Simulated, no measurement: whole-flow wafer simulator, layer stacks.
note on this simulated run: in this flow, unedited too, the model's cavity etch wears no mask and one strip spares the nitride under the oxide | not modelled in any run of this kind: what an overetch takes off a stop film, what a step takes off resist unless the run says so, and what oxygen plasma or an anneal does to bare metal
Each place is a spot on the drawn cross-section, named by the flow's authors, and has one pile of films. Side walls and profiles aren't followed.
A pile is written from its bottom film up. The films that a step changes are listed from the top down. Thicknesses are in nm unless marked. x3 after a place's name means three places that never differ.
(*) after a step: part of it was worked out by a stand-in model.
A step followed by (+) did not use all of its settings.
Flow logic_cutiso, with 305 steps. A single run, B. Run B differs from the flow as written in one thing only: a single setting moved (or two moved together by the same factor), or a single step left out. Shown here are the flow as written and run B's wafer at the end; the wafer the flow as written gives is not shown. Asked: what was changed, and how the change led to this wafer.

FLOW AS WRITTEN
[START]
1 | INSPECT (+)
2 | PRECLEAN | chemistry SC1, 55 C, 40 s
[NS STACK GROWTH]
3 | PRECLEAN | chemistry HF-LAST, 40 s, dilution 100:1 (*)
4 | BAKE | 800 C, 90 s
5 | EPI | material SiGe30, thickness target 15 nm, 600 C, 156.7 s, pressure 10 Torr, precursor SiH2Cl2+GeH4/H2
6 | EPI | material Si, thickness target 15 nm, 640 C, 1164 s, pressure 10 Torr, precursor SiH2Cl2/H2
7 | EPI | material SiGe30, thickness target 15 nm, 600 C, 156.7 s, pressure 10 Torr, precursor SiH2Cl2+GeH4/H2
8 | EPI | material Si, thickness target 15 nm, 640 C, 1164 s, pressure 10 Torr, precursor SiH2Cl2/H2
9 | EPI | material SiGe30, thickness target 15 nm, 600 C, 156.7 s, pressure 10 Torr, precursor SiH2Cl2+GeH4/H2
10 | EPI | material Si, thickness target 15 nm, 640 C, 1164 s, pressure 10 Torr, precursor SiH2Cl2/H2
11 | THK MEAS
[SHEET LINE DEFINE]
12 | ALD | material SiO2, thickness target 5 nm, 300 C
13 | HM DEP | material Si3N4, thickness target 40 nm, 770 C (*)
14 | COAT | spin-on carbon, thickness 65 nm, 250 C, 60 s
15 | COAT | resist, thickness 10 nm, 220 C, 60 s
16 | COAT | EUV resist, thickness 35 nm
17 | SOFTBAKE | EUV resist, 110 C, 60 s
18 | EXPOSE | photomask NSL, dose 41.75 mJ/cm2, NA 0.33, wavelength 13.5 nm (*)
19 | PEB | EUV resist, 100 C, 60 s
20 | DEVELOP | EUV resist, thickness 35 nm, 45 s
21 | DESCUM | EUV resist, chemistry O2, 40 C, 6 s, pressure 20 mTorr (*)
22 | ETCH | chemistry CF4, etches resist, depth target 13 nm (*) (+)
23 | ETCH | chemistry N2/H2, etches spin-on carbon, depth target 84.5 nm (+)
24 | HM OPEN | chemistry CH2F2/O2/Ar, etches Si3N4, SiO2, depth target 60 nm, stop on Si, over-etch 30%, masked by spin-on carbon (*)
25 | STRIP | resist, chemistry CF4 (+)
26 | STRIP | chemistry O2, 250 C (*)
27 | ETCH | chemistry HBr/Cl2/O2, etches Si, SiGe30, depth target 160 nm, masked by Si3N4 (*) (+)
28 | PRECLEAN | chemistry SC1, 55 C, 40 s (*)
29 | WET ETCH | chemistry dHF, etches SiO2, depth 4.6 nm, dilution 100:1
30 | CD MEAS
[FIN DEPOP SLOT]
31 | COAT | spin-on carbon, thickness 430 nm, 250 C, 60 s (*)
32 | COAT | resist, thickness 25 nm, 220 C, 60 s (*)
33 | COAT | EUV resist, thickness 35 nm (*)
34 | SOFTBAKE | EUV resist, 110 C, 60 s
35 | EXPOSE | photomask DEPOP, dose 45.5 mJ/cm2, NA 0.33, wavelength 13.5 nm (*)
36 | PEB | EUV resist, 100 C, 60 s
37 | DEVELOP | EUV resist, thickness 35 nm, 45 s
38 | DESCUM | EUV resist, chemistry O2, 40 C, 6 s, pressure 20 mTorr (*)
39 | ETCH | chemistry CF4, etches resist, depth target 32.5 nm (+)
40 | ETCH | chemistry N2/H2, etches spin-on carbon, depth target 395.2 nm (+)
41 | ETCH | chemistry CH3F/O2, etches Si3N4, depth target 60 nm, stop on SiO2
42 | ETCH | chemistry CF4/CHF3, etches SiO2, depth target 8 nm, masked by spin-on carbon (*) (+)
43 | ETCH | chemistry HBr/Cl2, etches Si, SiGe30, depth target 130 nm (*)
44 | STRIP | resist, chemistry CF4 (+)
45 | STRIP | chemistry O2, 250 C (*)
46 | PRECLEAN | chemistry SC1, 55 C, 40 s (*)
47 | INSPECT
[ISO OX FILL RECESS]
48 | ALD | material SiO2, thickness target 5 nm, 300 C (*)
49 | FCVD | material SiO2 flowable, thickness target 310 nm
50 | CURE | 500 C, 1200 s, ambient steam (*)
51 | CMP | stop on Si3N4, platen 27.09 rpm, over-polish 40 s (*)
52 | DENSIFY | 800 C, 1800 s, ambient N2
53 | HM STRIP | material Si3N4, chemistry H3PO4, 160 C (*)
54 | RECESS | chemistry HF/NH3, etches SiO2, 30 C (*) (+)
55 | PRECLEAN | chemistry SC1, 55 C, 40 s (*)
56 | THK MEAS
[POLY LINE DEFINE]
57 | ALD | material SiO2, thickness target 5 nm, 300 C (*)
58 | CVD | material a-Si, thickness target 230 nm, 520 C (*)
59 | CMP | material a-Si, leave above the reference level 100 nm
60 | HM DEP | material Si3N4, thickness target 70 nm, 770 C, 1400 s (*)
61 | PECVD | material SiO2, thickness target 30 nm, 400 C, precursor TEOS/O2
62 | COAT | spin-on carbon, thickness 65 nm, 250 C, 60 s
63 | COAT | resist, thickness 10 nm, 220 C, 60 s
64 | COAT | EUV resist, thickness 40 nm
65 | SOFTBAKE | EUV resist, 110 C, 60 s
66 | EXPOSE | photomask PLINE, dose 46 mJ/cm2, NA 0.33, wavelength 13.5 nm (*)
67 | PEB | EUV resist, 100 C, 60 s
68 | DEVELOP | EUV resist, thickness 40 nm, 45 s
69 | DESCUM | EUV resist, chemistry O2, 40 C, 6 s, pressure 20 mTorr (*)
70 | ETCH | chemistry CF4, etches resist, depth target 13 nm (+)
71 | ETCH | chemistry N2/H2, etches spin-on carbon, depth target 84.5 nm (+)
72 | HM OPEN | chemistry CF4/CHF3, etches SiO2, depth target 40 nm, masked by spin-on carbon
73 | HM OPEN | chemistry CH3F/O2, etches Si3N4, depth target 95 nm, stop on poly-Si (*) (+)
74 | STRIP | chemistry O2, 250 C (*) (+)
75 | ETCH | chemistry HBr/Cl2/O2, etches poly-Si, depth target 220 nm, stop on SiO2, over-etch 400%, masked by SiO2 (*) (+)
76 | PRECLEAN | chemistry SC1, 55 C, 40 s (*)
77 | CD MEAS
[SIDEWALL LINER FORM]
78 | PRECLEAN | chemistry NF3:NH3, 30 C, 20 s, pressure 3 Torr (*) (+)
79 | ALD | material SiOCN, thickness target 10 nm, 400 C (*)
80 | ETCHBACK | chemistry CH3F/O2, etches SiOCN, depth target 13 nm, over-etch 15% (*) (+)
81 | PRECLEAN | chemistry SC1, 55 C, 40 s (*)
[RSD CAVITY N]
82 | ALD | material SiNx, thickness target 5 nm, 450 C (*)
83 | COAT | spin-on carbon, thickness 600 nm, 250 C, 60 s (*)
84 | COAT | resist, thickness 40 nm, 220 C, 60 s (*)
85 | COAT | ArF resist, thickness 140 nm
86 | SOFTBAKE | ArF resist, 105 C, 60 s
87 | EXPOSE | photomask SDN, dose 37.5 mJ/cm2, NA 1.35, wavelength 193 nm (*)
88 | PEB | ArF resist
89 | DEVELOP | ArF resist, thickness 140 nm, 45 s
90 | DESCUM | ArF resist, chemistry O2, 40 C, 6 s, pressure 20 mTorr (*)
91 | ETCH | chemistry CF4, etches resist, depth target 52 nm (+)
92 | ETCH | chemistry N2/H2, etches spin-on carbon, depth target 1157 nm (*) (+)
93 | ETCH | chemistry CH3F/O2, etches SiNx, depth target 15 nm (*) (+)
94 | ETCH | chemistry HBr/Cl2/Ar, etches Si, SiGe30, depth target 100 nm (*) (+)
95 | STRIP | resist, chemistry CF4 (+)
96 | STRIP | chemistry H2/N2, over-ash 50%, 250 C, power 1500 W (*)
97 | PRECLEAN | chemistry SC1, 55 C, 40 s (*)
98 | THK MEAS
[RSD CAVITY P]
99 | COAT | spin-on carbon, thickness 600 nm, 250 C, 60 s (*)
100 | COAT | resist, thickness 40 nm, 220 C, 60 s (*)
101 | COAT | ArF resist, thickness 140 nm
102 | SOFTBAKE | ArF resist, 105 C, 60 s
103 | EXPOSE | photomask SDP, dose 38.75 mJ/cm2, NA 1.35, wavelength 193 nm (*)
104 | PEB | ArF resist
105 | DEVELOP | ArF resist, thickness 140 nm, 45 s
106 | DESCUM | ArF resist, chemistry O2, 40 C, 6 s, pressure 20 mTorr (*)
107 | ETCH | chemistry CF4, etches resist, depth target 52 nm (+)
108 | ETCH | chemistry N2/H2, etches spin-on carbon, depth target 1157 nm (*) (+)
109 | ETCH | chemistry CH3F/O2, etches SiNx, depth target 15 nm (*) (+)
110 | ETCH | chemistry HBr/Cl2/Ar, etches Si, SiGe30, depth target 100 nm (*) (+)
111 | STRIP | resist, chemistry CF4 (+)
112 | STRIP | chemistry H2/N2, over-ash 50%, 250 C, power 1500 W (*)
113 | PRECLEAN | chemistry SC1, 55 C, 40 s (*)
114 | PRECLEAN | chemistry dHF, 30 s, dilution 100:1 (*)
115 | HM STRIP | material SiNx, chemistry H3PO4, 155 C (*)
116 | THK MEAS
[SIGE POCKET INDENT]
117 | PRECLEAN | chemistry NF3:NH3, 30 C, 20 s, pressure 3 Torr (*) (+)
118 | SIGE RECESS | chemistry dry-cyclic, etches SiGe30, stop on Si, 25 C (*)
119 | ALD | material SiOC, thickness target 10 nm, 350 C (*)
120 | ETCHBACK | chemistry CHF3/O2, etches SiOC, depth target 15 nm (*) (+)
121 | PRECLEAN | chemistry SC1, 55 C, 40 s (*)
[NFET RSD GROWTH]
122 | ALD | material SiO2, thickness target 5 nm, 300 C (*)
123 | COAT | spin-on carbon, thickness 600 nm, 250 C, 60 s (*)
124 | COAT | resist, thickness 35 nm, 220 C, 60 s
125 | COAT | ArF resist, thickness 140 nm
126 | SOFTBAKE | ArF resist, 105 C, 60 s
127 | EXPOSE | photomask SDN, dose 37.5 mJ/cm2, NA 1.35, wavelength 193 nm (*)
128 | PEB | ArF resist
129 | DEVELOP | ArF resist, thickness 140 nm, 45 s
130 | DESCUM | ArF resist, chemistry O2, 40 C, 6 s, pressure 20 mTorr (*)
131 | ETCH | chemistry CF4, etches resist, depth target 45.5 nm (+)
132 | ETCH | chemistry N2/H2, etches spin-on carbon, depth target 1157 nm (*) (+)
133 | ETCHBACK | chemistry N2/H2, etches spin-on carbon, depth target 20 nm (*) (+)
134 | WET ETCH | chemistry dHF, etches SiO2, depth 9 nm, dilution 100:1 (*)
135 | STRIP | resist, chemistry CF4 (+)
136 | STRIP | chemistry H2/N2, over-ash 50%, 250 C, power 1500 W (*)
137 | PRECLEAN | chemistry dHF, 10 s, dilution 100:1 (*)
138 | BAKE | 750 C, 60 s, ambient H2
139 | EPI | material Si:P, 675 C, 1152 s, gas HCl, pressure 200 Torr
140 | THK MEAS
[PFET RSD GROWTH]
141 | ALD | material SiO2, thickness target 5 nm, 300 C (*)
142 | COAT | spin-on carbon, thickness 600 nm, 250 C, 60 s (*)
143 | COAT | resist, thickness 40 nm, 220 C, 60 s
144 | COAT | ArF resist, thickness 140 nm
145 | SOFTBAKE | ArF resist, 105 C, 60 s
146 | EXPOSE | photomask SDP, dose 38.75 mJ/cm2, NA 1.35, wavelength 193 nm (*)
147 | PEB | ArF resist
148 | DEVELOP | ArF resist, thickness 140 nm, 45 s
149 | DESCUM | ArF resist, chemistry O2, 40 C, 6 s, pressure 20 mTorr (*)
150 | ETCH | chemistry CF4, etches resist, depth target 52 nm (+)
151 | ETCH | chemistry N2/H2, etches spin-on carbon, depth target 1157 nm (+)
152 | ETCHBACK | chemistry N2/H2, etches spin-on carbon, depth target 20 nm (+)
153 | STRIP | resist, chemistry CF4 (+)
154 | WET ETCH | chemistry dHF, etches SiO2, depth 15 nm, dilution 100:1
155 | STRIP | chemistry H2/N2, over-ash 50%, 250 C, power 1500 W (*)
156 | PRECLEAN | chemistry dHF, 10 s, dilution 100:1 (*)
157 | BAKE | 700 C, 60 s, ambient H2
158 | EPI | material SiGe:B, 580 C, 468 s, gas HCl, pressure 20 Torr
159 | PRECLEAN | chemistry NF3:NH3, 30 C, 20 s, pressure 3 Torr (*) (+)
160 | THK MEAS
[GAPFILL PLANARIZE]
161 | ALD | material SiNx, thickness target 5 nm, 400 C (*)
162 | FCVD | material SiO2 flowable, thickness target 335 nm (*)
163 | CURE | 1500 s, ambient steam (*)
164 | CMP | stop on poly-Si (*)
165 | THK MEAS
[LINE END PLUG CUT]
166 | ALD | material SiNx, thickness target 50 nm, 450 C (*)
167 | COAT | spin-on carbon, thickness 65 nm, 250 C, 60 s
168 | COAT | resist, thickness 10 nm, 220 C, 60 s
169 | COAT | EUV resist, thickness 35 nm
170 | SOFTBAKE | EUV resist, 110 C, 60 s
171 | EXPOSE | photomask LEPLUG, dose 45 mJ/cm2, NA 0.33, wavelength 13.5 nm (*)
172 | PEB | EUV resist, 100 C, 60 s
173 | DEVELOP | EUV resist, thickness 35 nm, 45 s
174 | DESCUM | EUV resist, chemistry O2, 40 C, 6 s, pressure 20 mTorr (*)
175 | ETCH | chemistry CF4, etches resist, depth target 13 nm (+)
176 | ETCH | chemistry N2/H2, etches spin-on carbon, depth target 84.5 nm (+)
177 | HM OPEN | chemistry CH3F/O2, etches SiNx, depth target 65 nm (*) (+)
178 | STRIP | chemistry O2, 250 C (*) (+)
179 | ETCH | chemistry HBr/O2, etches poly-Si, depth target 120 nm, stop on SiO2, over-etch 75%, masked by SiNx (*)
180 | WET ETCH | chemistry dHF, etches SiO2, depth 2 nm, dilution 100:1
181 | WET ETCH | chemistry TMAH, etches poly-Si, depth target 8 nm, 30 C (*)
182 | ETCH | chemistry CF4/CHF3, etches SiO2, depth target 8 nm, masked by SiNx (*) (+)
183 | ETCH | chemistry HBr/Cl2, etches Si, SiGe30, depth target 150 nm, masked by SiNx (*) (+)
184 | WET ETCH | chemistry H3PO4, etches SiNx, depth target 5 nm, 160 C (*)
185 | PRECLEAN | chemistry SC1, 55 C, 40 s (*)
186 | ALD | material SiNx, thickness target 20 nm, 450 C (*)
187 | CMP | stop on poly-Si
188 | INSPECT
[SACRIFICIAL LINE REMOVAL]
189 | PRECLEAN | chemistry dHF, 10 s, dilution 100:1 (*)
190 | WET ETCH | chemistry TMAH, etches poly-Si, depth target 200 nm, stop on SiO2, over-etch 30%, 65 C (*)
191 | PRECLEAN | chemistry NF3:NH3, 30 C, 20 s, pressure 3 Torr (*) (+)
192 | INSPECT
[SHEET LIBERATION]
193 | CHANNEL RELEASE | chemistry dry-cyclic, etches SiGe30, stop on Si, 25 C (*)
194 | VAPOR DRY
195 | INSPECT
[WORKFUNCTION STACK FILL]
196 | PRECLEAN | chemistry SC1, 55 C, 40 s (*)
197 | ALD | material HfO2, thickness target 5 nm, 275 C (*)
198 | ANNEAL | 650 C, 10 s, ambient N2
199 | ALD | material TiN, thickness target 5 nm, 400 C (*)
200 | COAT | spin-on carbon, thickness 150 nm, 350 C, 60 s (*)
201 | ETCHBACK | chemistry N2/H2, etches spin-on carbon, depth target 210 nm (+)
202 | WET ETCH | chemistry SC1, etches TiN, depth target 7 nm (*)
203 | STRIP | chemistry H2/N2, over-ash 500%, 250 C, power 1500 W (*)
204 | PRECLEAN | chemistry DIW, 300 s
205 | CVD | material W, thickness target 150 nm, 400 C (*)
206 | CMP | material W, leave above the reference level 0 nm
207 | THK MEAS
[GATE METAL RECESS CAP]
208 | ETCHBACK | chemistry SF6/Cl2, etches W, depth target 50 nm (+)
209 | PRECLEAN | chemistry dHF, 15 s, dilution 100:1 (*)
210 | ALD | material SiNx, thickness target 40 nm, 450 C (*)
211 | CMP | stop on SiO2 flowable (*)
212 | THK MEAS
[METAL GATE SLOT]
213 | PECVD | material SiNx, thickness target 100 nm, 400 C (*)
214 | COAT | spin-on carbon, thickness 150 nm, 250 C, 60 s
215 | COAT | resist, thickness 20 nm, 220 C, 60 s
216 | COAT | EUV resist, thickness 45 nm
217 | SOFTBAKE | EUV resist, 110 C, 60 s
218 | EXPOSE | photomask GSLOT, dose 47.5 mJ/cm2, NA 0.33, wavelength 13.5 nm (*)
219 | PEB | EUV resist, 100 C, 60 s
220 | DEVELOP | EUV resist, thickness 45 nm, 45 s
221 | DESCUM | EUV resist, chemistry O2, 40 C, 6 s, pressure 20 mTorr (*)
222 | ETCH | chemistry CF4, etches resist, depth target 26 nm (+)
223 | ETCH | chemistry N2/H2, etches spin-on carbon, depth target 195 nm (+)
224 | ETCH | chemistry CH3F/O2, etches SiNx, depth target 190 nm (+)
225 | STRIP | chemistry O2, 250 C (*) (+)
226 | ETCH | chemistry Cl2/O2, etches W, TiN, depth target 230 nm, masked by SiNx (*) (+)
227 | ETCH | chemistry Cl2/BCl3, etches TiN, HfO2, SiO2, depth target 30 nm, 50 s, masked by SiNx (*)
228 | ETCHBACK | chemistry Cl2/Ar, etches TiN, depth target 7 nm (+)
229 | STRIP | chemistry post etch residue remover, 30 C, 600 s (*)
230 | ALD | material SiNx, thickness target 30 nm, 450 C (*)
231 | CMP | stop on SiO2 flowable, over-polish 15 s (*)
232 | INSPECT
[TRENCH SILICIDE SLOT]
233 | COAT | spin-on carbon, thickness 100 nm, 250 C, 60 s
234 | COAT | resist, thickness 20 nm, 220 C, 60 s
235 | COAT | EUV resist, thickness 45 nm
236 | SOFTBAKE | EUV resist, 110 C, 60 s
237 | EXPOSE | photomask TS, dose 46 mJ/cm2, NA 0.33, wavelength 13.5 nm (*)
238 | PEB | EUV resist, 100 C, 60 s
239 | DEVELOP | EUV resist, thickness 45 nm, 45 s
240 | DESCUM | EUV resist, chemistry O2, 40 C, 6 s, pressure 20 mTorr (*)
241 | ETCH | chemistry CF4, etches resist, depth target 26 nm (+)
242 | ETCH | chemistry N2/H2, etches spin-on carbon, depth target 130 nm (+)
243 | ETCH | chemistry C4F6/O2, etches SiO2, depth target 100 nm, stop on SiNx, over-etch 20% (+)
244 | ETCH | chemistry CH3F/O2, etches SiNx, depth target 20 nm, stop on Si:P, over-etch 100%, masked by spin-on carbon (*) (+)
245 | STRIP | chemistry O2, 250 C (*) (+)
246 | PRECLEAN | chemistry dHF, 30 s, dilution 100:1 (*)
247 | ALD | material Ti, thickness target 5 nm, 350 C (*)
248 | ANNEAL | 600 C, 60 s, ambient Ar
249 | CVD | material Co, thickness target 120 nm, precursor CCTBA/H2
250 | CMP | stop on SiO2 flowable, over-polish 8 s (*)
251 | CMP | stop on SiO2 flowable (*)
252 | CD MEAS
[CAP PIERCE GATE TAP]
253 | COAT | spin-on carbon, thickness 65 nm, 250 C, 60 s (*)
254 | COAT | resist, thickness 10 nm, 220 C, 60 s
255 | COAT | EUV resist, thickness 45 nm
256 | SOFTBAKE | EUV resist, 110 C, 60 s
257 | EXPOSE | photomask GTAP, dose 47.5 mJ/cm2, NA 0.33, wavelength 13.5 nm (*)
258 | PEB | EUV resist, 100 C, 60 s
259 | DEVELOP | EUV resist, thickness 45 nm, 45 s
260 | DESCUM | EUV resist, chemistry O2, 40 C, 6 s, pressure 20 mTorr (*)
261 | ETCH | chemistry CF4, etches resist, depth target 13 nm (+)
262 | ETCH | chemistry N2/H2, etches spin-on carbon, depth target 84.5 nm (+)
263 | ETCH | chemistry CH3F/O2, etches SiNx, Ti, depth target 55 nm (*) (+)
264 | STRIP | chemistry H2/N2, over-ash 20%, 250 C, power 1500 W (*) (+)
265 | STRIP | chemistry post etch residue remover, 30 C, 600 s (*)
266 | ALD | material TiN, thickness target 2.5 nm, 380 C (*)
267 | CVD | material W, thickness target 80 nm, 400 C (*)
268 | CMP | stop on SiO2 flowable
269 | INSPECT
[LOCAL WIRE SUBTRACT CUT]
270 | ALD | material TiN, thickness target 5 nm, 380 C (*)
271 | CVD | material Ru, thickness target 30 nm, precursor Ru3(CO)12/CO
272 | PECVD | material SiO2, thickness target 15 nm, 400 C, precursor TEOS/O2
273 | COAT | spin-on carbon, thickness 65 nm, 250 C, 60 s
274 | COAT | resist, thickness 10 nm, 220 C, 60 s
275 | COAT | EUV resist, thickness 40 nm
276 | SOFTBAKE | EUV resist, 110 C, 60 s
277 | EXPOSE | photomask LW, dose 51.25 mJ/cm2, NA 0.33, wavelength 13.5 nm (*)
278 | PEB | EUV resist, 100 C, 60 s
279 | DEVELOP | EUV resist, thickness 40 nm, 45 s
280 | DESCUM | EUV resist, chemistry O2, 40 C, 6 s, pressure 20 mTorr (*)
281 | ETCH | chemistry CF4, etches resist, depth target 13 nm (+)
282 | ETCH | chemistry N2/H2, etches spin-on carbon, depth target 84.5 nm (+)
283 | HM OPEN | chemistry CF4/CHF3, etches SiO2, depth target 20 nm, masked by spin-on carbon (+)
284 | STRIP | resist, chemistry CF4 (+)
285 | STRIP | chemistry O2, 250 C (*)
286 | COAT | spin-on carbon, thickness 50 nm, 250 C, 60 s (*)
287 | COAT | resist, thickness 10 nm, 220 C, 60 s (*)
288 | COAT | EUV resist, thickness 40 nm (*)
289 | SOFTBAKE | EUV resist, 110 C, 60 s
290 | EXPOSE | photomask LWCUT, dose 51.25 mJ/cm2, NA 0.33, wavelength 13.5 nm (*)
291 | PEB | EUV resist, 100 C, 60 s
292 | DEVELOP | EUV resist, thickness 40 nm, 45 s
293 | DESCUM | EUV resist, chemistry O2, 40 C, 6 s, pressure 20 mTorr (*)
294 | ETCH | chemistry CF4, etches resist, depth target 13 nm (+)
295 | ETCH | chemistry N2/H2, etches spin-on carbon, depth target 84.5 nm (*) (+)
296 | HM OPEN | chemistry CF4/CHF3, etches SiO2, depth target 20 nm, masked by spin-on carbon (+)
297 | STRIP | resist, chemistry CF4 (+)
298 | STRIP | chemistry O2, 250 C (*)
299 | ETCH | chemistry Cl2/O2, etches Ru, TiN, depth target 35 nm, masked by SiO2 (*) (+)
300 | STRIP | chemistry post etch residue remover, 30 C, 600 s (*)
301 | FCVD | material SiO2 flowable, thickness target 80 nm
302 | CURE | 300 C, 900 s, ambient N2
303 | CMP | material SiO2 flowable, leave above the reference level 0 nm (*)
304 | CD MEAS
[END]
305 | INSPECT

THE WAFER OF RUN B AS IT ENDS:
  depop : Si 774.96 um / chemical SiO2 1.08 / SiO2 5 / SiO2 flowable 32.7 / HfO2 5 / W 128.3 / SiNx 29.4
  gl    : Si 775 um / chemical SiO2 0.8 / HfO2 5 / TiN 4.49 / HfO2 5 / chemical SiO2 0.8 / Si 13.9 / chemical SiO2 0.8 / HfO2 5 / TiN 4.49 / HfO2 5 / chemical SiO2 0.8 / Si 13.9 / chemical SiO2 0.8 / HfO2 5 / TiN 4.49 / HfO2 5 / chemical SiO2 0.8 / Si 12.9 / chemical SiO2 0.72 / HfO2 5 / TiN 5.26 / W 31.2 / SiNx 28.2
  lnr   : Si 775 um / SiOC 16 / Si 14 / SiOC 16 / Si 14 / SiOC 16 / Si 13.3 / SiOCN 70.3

What caused this: step 301, FCVD: material SiO2 flowable, thickness target 80 nm, was skipped.

The path from the change to this, step by step:
  303 | CMP | material SiO2 flowable, leave above the reference level 0 nm (*)
      gfld, gl, glp and 10 more: nothing (in the flow as written it would be: -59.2 SiO2 flowable)
      depop, dpovl, isow, ns, nsgap: nothing (in the flow as written it would be: -44.7 SiO2 flowable)
      (also at 4 further places)
